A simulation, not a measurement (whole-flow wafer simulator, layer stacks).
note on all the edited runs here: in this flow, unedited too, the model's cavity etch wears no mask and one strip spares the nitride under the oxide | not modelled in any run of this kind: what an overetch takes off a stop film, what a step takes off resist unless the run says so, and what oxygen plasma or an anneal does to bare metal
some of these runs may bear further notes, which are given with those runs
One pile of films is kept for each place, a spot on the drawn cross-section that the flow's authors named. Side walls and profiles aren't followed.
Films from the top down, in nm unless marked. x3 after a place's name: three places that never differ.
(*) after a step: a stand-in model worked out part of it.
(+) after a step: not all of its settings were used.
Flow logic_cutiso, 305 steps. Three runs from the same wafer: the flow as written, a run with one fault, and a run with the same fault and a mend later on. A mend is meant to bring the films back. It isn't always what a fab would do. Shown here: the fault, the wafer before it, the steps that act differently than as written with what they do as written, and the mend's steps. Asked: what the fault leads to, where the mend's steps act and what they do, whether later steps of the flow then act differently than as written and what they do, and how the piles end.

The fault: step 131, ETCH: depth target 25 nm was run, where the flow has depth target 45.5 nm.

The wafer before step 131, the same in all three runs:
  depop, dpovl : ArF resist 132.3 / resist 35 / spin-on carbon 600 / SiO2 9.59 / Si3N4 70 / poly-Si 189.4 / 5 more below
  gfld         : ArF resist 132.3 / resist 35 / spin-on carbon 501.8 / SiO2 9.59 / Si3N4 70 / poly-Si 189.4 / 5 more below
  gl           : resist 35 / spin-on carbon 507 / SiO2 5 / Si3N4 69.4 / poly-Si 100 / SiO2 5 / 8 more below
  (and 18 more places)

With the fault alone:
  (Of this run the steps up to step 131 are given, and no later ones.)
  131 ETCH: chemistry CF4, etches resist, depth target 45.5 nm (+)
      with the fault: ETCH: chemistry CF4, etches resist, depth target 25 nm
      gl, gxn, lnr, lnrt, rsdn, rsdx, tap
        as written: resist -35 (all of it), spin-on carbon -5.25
        with the fault: resist -25
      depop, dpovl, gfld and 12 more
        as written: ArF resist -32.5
        with the fault: ArF resist -17.9
  After step 131 the piles differ from the flow's by more than 2% or 0.5 nm, whichever is larger, at depop, dpovl, gfld and 19 more.
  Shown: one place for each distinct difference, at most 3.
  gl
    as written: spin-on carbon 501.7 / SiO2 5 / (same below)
    with the fault: resist 10 / spin-on carbon 507 / SiO2 5 / (same below)
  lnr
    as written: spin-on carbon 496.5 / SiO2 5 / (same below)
    with the fault: resist 10 / spin-on carbon 501.8 / SiO2 5 / (same below)
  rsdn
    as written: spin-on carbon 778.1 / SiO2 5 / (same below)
    with the fault: resist 10 / spin-on carbon 783.3 / SiO2 5 / (same below)

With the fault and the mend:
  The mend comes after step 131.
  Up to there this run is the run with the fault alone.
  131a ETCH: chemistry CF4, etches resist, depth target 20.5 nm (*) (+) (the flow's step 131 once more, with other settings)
      depop, dpovl, gfld and 12 more
        ArF resist -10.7
      gl, gxn, lnr, lnrt, rsdn, rsdx, tap
        resist -10 (all of it), spin-on carbon -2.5
  Later steps of the flow that act differently than as written (4 more steps differ only slightly, by at most 2% or 0.5 nm, whichever is larger, and aren't shown):
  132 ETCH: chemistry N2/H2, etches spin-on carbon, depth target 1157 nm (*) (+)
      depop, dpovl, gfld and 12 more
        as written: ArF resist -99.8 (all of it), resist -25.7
        with the mend: ArF resist -103.8 (all of it), resist -25.8
  At the end the piles are the same as the flow's at every place that both follow.
